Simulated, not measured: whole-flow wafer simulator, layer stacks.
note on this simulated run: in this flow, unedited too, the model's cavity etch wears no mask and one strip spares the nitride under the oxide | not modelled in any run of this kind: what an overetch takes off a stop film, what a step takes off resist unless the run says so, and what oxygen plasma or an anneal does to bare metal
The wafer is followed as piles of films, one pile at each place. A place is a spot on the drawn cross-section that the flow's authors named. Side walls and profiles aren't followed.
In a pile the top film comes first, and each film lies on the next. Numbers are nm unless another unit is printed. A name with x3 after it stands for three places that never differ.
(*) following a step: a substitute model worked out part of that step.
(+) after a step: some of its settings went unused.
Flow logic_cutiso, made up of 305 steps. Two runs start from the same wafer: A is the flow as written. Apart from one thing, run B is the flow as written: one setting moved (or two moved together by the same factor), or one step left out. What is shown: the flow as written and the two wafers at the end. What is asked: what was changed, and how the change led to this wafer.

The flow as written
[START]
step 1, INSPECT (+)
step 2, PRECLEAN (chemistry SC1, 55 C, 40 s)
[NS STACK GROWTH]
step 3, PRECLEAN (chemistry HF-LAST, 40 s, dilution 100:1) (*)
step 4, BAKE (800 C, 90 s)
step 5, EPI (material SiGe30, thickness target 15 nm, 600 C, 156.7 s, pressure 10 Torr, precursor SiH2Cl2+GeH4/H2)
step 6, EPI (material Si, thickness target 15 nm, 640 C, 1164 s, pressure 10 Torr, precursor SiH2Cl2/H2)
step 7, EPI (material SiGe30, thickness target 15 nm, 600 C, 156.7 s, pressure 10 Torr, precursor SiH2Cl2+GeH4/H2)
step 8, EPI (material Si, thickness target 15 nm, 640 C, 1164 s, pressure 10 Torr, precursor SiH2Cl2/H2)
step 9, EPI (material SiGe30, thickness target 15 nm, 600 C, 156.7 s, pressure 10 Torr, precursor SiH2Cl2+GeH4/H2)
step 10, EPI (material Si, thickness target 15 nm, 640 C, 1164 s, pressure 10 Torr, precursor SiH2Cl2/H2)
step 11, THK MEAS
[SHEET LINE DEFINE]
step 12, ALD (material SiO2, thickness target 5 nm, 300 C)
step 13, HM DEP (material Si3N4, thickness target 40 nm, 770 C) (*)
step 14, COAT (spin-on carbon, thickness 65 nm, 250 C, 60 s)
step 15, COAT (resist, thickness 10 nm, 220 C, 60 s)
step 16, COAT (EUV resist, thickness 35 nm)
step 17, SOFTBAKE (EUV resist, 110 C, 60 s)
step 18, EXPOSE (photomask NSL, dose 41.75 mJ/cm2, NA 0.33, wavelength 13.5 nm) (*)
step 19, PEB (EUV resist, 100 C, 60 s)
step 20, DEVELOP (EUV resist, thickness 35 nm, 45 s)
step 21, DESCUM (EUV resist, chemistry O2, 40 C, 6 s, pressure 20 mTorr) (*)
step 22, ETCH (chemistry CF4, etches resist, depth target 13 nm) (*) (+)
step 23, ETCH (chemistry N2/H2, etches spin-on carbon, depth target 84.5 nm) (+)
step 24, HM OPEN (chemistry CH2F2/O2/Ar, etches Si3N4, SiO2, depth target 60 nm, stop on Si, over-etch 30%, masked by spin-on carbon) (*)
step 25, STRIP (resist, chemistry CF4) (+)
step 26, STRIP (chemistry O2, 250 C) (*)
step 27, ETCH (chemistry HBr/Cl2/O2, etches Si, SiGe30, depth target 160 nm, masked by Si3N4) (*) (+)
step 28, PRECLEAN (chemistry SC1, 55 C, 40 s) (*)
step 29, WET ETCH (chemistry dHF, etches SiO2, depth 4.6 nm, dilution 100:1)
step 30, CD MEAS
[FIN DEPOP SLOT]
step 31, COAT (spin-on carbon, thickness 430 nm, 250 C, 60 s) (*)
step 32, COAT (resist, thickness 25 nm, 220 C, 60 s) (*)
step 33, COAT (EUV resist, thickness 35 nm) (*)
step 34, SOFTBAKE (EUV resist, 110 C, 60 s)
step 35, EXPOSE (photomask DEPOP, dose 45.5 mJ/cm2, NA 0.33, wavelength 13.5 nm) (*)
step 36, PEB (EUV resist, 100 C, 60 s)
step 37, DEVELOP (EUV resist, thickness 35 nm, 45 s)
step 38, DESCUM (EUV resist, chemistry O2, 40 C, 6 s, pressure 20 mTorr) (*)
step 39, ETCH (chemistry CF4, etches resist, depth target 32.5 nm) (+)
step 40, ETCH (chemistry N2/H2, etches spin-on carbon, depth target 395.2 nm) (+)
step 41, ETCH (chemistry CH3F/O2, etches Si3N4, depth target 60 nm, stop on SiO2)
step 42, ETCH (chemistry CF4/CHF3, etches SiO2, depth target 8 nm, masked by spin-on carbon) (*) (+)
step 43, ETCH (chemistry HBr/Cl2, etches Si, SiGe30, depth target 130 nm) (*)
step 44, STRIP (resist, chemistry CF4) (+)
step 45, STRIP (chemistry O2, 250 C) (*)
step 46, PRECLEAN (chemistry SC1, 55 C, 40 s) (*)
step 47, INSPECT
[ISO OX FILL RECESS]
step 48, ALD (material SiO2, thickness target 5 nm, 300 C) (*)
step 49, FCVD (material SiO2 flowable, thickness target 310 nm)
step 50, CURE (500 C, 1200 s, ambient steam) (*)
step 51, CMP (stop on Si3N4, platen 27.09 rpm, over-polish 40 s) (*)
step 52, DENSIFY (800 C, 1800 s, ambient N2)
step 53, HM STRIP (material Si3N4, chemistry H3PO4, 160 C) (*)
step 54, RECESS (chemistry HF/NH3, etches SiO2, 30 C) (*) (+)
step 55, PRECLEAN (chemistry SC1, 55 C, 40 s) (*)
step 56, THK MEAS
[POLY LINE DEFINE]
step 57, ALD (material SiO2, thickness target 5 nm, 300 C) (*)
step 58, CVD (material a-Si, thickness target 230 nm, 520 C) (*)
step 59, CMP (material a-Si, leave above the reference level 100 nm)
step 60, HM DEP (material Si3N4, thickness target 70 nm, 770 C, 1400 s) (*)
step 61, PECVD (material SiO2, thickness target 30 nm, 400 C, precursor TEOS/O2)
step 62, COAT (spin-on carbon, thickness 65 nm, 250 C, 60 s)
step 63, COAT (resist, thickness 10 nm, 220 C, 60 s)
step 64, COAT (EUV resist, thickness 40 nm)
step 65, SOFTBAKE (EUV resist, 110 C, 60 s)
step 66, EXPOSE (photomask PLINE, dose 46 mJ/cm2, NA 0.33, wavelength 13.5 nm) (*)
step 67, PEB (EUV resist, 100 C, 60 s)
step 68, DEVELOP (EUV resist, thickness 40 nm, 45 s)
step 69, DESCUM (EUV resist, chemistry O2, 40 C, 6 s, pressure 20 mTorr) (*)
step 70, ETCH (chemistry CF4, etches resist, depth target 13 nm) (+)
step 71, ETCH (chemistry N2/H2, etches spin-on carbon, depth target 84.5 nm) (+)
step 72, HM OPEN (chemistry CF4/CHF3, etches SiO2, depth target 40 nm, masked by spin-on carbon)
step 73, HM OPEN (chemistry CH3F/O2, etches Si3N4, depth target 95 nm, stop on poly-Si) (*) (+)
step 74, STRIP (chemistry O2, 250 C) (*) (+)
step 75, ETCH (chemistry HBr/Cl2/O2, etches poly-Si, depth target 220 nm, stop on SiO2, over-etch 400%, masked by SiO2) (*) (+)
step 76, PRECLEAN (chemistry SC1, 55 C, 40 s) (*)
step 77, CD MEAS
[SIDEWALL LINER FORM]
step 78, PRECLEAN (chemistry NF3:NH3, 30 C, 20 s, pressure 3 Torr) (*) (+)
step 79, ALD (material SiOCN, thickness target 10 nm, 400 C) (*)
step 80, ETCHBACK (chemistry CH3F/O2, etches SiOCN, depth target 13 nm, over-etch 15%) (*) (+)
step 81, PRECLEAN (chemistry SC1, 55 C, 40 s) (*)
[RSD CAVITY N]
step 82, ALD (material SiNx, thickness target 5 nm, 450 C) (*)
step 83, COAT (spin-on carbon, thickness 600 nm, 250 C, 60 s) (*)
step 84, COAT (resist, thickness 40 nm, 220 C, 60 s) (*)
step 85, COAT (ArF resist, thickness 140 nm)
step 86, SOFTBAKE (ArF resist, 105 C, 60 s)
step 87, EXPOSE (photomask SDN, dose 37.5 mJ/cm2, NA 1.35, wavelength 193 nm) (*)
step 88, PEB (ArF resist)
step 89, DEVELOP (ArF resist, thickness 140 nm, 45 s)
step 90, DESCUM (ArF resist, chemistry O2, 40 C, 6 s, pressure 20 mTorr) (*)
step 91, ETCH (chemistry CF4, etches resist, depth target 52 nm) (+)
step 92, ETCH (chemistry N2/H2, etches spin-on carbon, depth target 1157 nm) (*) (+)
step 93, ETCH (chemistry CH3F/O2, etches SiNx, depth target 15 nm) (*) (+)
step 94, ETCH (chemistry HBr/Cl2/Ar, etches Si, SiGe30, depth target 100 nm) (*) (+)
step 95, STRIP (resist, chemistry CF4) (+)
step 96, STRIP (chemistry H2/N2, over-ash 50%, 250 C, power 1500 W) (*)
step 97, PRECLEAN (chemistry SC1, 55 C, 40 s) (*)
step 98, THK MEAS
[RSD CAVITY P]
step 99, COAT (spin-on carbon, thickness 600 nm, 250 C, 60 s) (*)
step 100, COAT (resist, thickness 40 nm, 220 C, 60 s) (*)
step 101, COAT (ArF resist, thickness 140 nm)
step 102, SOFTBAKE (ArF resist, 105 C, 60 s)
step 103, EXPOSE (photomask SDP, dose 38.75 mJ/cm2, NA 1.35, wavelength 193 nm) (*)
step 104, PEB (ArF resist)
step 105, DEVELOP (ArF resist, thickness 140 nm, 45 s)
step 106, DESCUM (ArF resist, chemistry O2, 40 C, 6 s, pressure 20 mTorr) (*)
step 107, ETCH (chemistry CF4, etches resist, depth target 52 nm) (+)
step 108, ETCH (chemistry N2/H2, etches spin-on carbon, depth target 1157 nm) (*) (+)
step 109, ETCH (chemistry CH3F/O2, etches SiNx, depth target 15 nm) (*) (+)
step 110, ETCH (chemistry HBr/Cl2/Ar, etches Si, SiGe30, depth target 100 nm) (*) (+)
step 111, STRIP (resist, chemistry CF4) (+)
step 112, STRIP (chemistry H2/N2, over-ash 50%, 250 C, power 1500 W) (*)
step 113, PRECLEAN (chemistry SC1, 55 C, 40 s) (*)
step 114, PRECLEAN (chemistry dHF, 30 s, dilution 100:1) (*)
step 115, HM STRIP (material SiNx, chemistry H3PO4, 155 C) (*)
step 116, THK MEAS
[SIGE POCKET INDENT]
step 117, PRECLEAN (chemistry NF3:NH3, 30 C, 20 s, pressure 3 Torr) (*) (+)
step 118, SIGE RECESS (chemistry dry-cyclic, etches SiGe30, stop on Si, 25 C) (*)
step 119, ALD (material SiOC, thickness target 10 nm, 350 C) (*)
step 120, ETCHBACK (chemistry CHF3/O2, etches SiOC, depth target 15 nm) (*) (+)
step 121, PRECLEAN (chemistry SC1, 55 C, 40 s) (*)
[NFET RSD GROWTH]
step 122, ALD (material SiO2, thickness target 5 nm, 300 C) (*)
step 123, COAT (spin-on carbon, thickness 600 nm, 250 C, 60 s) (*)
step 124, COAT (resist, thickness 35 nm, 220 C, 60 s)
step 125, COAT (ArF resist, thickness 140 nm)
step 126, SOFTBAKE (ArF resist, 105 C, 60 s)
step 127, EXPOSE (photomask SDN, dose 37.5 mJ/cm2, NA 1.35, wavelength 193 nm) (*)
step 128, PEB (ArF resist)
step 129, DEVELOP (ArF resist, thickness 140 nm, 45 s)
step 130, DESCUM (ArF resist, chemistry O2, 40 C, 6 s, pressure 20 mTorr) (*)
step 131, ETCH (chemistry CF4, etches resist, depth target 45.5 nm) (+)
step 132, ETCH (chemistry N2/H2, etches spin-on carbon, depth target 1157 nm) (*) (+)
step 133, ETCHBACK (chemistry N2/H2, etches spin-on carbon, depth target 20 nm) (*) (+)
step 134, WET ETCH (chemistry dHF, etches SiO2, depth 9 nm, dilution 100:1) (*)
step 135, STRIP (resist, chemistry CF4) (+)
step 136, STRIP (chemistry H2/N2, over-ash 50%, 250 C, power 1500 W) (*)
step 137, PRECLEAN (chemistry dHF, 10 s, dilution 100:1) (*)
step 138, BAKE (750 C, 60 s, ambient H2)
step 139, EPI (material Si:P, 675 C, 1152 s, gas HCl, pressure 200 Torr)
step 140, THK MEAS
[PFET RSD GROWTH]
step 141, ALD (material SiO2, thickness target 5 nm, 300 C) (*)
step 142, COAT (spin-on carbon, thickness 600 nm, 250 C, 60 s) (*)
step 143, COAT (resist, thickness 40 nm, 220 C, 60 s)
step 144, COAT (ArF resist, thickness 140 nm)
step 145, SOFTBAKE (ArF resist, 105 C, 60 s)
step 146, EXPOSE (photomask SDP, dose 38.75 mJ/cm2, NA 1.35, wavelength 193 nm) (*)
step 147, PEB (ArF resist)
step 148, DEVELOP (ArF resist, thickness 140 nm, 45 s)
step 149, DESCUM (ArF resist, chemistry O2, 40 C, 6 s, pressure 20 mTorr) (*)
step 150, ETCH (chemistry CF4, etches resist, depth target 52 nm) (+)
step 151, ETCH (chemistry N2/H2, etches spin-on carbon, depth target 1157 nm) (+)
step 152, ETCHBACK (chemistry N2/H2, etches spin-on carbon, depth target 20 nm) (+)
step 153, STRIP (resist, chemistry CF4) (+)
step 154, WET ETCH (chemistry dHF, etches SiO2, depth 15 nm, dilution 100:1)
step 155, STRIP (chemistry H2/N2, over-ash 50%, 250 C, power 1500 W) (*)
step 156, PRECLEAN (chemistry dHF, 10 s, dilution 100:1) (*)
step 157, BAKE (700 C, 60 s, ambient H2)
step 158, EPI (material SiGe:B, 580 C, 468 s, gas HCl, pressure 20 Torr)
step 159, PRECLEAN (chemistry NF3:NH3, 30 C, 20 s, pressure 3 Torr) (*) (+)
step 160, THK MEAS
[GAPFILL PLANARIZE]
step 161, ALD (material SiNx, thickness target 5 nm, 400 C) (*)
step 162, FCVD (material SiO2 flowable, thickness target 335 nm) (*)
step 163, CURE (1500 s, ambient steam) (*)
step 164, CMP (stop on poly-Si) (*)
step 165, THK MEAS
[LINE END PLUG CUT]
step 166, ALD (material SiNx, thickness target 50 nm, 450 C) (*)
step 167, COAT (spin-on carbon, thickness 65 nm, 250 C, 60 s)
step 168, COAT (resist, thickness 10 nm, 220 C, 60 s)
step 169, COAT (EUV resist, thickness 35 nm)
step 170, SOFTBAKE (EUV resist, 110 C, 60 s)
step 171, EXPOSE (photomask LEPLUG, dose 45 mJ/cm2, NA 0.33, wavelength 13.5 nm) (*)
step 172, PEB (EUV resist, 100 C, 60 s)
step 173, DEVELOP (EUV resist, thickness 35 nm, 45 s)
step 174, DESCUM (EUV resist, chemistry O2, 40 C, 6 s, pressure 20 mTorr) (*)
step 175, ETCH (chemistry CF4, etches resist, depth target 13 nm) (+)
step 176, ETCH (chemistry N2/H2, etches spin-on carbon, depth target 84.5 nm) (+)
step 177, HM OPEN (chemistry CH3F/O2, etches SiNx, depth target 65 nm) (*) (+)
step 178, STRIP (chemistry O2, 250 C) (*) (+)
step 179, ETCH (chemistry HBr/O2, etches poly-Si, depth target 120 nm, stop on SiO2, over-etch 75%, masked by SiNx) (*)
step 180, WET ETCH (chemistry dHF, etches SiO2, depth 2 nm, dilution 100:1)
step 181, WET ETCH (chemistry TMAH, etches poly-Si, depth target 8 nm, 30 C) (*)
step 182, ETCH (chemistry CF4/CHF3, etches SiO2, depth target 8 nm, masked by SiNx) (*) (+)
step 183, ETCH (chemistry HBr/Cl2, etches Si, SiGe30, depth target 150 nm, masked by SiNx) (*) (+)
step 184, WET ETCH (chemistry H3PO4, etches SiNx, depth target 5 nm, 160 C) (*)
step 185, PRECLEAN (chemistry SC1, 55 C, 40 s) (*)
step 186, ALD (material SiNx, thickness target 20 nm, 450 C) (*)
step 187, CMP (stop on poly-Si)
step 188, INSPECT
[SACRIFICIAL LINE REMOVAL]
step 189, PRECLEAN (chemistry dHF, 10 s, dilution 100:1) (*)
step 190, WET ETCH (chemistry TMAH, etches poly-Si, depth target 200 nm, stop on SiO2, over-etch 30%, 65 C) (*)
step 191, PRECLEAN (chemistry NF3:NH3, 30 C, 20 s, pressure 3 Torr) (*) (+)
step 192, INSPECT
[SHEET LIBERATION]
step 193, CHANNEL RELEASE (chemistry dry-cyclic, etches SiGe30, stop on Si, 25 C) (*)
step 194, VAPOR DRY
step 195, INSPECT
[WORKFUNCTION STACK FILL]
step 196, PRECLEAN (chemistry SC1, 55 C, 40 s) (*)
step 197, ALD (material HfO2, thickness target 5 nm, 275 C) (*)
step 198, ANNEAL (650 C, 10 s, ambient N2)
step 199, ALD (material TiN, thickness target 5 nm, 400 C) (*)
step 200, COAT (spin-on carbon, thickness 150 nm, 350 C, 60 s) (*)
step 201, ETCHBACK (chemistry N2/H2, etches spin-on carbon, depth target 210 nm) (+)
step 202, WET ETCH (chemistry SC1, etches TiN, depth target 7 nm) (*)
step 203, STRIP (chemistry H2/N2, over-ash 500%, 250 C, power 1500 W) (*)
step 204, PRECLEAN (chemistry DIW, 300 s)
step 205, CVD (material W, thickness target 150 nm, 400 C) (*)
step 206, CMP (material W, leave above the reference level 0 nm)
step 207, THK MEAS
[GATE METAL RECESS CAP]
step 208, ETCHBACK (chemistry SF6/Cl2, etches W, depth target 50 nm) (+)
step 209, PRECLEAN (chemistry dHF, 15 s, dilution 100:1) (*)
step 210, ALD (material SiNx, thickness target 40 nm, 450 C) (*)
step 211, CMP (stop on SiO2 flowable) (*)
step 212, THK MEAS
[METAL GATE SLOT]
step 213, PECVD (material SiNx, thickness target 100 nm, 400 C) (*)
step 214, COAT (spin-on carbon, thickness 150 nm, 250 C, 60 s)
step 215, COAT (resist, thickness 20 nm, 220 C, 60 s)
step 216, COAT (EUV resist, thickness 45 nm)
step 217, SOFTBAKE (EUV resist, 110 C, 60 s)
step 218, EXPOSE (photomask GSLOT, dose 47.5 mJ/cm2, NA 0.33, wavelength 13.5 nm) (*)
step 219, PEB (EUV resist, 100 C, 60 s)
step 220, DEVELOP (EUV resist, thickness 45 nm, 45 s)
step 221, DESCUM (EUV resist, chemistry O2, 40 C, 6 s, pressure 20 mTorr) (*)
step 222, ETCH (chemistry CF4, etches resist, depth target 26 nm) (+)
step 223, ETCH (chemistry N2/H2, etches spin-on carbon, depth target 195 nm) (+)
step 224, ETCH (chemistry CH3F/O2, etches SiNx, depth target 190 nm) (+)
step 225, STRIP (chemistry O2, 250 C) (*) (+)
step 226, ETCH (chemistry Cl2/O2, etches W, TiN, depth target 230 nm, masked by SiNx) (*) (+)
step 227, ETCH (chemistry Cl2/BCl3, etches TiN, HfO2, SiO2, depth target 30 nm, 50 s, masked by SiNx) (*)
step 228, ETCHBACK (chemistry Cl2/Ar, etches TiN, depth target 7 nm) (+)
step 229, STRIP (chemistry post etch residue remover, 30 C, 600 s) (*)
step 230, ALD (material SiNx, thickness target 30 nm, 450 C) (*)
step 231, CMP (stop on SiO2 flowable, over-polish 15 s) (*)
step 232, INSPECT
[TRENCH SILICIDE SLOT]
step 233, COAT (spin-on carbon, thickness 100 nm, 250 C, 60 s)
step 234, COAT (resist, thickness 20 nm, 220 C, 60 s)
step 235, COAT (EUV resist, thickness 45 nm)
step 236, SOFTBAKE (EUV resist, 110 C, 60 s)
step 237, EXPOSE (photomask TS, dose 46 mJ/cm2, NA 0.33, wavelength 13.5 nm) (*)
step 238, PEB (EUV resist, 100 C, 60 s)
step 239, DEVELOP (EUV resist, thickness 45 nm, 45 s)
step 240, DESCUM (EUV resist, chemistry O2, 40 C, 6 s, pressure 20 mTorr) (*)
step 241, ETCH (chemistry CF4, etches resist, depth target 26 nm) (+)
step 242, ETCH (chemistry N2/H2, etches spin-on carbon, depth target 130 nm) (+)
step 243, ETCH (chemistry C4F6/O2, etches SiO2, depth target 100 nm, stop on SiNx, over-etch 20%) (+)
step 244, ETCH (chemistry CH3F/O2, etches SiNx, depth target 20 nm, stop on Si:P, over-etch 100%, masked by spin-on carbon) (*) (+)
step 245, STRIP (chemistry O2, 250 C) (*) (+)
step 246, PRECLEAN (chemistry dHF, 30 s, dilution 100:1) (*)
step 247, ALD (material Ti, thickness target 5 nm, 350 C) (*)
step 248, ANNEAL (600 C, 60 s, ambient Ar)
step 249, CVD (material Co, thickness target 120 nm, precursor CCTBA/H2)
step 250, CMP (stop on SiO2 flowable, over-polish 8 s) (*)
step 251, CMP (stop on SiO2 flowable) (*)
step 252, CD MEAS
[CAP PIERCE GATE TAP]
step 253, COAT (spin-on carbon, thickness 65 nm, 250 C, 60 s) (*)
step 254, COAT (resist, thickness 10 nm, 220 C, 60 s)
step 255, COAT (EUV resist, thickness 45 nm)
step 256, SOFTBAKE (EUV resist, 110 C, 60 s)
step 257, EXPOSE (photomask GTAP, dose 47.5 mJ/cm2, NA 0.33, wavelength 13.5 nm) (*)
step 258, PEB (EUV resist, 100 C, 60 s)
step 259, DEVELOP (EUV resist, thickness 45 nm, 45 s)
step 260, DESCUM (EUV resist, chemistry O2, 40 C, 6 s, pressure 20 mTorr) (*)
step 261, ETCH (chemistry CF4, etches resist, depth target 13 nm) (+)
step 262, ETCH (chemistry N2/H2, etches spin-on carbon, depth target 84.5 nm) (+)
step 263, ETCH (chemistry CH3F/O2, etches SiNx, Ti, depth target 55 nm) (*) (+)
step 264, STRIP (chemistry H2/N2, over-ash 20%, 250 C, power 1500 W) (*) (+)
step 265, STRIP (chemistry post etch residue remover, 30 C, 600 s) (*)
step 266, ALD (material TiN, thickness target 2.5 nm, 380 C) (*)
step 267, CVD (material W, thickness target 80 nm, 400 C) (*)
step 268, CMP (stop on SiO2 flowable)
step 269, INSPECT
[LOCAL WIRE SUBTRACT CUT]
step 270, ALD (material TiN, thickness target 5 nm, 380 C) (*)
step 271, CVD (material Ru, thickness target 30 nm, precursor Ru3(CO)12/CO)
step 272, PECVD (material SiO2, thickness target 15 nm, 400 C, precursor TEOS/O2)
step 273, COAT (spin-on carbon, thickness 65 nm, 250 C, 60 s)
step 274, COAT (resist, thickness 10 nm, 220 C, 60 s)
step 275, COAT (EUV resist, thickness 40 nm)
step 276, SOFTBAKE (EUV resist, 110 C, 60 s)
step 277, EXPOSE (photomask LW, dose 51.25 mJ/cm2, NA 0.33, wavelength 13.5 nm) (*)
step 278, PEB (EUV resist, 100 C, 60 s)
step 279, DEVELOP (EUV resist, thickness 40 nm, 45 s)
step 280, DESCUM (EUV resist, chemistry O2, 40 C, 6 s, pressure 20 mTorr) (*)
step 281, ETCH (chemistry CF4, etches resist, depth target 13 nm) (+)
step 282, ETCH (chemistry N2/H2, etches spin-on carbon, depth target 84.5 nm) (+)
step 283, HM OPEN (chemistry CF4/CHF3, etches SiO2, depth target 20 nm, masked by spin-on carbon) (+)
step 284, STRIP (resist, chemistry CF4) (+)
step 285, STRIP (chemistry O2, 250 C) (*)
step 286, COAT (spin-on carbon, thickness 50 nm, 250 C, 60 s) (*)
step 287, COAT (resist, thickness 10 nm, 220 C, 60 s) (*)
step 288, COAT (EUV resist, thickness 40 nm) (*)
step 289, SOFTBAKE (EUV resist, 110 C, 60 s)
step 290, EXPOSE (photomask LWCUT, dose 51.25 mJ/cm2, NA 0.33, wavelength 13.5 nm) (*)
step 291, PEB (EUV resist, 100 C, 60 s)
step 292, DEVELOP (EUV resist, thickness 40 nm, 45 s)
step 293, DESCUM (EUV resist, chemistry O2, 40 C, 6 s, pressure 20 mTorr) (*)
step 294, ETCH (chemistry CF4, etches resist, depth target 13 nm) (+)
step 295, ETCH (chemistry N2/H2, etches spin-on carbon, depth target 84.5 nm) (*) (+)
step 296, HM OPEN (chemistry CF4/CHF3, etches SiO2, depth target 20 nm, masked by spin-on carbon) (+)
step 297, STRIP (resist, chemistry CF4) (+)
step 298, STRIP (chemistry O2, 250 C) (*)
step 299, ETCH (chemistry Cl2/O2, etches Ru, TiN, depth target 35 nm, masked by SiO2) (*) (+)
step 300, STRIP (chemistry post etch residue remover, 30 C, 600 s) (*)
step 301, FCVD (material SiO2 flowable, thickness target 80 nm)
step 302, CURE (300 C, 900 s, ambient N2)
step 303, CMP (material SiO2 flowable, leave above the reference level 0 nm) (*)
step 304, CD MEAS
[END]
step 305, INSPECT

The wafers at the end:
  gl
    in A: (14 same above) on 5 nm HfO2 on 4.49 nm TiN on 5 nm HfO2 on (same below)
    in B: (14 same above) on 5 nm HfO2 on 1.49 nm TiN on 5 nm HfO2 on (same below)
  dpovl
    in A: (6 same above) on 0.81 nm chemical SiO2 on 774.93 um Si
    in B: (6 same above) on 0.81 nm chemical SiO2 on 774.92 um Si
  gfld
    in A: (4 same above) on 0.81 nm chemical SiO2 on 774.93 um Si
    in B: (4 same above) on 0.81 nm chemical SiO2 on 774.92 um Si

Cause: step 7, EPI: 125.4 s was run, whereas the flow has 156.7 s.

The path from the change to this, step by step:
  step 7, EPI (material SiGe30, thickness target 15 nm, 600 C, 156.7 s, pressure 10 Torr, precursor SiH2Cl2+GeH4/H2)
      depop, dpovl, gfld and 19 more: A +15 SiGe30 (new film) | B +12 SiGe30 (new film)
  step 27, ETCH (chemistry HBr/Cl2/O2, etches Si, SiGe30, depth target 160 nm, masked by Si3N4) (*) (+)
      gfld, gxf, iso, lnri: A -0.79 chemical SiO2 (all of it), -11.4 Si (all of it), -15 SiGe30 (all of it), -15 Si (all of it), -15 SiGe30 (all of it), -15 Si (all of it), -15 SiGe30 (all of it), -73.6 Si | B -0.79 chemical SiO2 (all of it), -11.4 Si (all of it), -15 SiGe30 (all of it), -15 Si (all of it), -12 SiGe30 (all of it), -15 Si (all of it), -15 SiGe30 (all of it), -76.6 Si
      dpovl, nsgap: A -0.79 chemical SiO2 (all of it), -11.8 Si (all of it), -15 SiGe30 (all of it), -15 Si (all of it), -15 SiGe30 (all of it), -15 Si (all of it), -15 SiGe30 (all of it), -73.2 Si | B -0.79 chemical SiO2 (all of it), -11.8 Si (all of it), -15 SiGe30 (all of it), -15 Si (all of it), -12 SiGe30 (all of it), -15 Si (all of it), -15 SiGe30 (all of it), -76.2 Si
      (also at 1 further place)
  step 43, ETCH (chemistry HBr/Cl2, etches Si, SiGe30, depth target 130 nm) (*)
      depop: A -14 Si (all of it), -15 SiGe30 (all of it), -15 Si (all of it), -15 SiGe30 (all of it), -15 Si (all of it), -15 SiGe30 (all of it), -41 Si | B -14 Si (all of it), -15 SiGe30 (all of it), -15 Si (all of it), -12 SiGe30 (all of it), -15 Si (all of it), -15 SiGe30 (all of it), -44 Si
  step 94, ETCH (chemistry HBr/Cl2/Ar, etches Si, SiGe30, depth target 100 nm) (*) (+)
      rsdn, rsdx: A -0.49 chemical SiO2 (all of it), -12.8 Si (all of it), -15 SiGe30 (all of it), -15 Si (all of it), -15 SiGe30 (all of it), -15 Si (all of it), -15 SiGe30 (all of it), -12.2 Si | B -0.49 chemical SiO2 (all of it), -12.8 Si (all of it), -15 SiGe30 (all of it), -15 Si (all of it), -12 SiGe30 (all of it), -15 Si (all of it), -15 SiGe30 (all of it), -15.2 Si
  step 110, ETCH (chemistry HBr/Cl2/Ar, etches Si, SiGe30, depth target 100 nm) (*) (+)
      rsdp, rsdw: A -0.49 chemical SiO2 (all of it), -12.8 Si (all of it), -15 SiGe30 (all of it), -15 Si (all of it), -15 SiGe30 (all of it), -15 Si (all of it), -15 SiGe30 (all of it), -12.2 Si | B -0.49 chemical SiO2 (all of it), -12.8 Si (all of it), -15 SiGe30 (all of it), -15 Si (all of it), -12 SiGe30 (all of it), -15 Si (all of it), -15 SiGe30 (all of it), -15.2 Si
  step 118, SIGE RECESS (chemistry dry-cyclic, etches SiGe30, stop on Si, 25 C) (*)
      lnr, lnrp, lnrt: A -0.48 SiOCN, -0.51 Si, +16 cavity (new film), -15 SiGe30 (all of it), -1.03 Si, +16 cavity (new film), -15 SiGe30 (all of it), -1.03 Si, +16 cavity (new film), -15 SiGe30 (all of it), -0.51 Si | B -0.48 SiOCN, -0.51 Si, +16 cavity (new film), -15 SiGe30 (all of it), -1.03 Si, +13 cavity (new film), -12 SiGe30 (all of it), -1.03 Si, +16 cavity (new film), -15 SiGe30 (all of it), -0.51 Si
  step 119, ALD (material SiOC, thickness target 10 nm, 350 C) (*)
      lnr, lnrp, lnrt: A +10 SiOC (new film), +16 SiOC (new film), -16 cavity (all of it), +16 SiOC (new film), -16 cavity (all of it), +16 SiOC (new film), -16 cavity (all of it) | B +10 SiOC (new film), +16 SiOC (new film), -16 cavity (all of it), +13 SiOC (new film), -13 cavity (all of it), +16 SiOC (new film), -16 cavity (all of it)
  step 183, ETCH (chemistry HBr/Cl2, etches Si, SiGe30, depth target 150 nm, masked by SiNx) (*) (+)
      plug: A -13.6 Si (all of it), -15 SiGe30 (all of it), -15 Si (all of it), -15 SiGe30 (all of it), -15 Si (all of it), -15 SiGe30 (all of it), -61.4 Si | B -13.6 Si (all of it), -15 SiGe30 (all of it), -15 Si (all of it), -12 SiGe30 (all of it), -15 Si (all of it), -15 SiGe30 (all of it), -64.4 Si
  step 193, CHANNEL RELEASE (chemistry dry-cyclic, etches SiGe30, stop on Si, 25 C) (*)
      gl, glp, gxn, gxp, ns, tap: A +0.8 chemical SiO2 (new film), -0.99 Si, +0.8 chemical SiO2 (new film), +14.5 cavity (new film), +0.8 chemical SiO2 (new film), -15 SiGe30 (all of it), -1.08 Si, +0.8 chemical SiO2 (new film), +14.5 cavity (new film), +0.8 chemical SiO2 (new film), -15 SiGe30 (all of it), -1.08 Si, +0.8 chemical SiO2 (new film), +14.5 cavity (new film), +0.8 chemical SiO2 (new film), -15 SiGe30 (all of it), -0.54 Si | B +0.8 chemical SiO2 (new film), -0.99 Si, +0.8 chemical SiO2 (new film), +14.5 cavity (new film), +0.8 chemical SiO2 (new film), -15 SiGe30 (all of it), -1.08 Si, +0.8 chemical SiO2 (new film), +11.5 cavity (new film), +0.8 chemical SiO2 (new film), -12 SiGe30 (all of it), -1.08 Si, +0.8 chemical SiO2 (new film), +14.5 cavity (new film), +0.8 chemical SiO2 (new film), -15 SiGe30 (all of it), -0.54 Si
  step 199, ALD (material TiN, thickness target 5 nm, 400 C) (*)
      gl, glp, tap: A +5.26 TiN (new film), +4.49 TiN (new film), -4.49 cavity (all of it), +4.49 TiN (new film), -4.49 cavity (all of it), +4.49 TiN (new film), -4.49 cavity (all of it) | B +5.26 TiN (new film), +4.49 TiN (new film), -4.49 cavity (all of it), +1.49 TiN (new film), -1.49 cavity (all of it), +4.49 TiN (new film), -4.49 cavity (all of it)
      gxn, gxp, ns: A +5 TiN (new film), +4.49 TiN (new film), -4.49 cavity (all of it), +4.49 TiN (new film), -4.49 cavity (all of it), +4.49 TiN (new film), -4.49 cavity (all of it) | B +5 TiN (new film), +4.49 TiN (new film), -4.49 cavity (all of it), +1.49 TiN (new film), -1.49 cavity (all of it), +4.49 TiN (new film), -4.49 cavity (all of it)
